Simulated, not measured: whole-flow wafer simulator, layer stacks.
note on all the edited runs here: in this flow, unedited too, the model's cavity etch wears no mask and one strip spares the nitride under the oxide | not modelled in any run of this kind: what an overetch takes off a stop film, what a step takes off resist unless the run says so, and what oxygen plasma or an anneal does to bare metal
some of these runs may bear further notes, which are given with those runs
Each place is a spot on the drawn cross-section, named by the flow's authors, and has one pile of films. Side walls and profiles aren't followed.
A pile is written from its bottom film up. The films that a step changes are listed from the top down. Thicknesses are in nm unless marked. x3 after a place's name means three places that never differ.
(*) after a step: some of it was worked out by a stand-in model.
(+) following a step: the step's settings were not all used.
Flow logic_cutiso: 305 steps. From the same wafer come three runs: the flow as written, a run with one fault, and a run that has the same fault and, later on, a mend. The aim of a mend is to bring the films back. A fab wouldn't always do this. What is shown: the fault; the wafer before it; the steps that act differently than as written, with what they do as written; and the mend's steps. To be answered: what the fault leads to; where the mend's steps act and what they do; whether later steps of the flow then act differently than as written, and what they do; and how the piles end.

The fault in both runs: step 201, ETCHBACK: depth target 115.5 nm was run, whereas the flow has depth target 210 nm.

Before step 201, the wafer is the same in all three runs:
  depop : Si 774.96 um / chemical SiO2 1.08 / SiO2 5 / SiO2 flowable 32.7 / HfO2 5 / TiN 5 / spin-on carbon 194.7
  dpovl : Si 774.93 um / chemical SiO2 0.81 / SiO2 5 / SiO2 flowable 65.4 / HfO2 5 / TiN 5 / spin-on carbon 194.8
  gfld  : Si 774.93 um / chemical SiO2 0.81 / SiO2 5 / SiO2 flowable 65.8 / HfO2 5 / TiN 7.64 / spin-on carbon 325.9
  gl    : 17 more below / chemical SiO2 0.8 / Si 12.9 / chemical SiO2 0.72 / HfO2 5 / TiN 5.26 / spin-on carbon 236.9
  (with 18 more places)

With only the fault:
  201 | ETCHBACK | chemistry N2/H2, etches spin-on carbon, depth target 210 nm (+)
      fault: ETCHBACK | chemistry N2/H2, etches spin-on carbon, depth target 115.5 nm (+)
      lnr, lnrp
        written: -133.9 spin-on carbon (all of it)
        fault: -115.5 spin-on carbon
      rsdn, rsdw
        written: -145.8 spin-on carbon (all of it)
        fault: -115.5 spin-on carbon
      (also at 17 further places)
  Steps later in the flow that act otherwise than as written (not shown: 1 more step that differs only slightly, by at most 2% or 0.5 nm, whichever is larger):
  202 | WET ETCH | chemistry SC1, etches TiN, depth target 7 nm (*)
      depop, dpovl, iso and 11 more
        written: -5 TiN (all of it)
        fault: -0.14 spin-on carbon
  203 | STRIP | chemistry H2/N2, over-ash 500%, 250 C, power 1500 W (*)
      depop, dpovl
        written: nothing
        fault: -79.1 spin-on carbon (all of it)
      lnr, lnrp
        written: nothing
        fault: -18.3 spin-on carbon (all of it)
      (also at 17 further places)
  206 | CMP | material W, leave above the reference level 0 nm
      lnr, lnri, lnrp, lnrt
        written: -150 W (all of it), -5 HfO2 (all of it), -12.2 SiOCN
        fault: -150 W (all of it), -5 TiN (all of it), -5 HfO2 (all of it), -12.2 SiOCN
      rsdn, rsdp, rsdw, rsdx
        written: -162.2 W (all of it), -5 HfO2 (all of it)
        fault: -162.2 W (all of it), -5 TiN (all of it), -5 HfO2 (all of it)
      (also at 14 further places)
  By the end, the piles at depop, dpovl, isow, nsgap depart from the flow's by more than 2% or 0.5 nm, whichever is larger.
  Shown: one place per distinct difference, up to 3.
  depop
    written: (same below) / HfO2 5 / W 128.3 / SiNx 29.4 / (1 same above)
    fault: (same below) / HfO2 5 / TiN 5 / W 123.3 / SiNx 29.4 / (1 same above)

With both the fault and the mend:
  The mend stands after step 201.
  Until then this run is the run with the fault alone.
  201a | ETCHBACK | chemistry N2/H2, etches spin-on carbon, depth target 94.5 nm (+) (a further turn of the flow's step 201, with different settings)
      gfld, gl, glp, gxf, gxn, gxp, tap
        -94.5 spin-on carbon
      lnr, lnrp
        -18.4 spin-on carbon (all of it)
      rsdn, rsdw
        -30.3 spin-on carbon (all of it)
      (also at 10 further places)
  Later steps of the flow that are run all act as written at every place that is followed.
  By the end, the piles equal the flow's at every place that both follow.
